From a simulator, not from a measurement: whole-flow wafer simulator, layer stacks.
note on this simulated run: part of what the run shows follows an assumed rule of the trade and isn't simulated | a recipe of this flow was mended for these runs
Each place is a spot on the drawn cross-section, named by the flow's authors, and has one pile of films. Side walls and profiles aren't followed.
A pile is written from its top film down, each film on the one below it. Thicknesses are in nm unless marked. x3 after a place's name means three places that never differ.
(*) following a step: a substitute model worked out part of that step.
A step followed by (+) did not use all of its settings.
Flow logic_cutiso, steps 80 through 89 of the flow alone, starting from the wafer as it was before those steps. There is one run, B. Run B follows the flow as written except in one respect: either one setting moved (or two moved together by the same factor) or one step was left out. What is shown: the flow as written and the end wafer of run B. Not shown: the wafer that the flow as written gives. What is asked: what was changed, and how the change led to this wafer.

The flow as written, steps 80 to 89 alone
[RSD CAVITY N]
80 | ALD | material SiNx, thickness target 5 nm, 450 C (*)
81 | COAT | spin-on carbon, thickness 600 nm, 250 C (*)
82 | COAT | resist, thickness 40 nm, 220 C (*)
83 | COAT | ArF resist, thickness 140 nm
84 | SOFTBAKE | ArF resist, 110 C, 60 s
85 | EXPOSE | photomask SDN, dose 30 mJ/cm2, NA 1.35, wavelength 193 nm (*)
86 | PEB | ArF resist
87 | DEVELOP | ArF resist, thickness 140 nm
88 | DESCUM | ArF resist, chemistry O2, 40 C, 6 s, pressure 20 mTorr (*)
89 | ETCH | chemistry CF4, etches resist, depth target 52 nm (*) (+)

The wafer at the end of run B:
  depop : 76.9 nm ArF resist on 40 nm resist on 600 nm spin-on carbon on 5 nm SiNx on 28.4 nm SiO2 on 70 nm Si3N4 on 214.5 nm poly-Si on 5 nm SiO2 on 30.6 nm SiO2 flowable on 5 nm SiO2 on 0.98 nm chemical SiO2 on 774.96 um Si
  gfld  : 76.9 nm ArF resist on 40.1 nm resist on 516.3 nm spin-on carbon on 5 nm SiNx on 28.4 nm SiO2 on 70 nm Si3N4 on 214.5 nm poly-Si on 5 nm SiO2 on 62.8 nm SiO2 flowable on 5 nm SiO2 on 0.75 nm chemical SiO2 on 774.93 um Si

The reason: step 83, COAT: thickness 120 nm was run, while the flow as written has thickness 140 nm; step 87, DEVELOP: thickness 120 nm was run, where the flow has thickness 140 nm.

How this came from the change, step by step:
  83 | COAT | ArF resist, thickness 140 nm
      depop, dpovl x3, gfld and 17 more: ArF resist gains 120 (new film) (in the flow as written it would be: ArF resist gains 140 (new film))
  87 | DEVELOP | ArF resist, thickness 140 nm
      gl, gxn, lnr, lnrt, rsdn, rsdx, tap: ArF resist loses 119.4 (all of it) (in the flow as written it would be: ArF resist loses 139.3 (all of it))
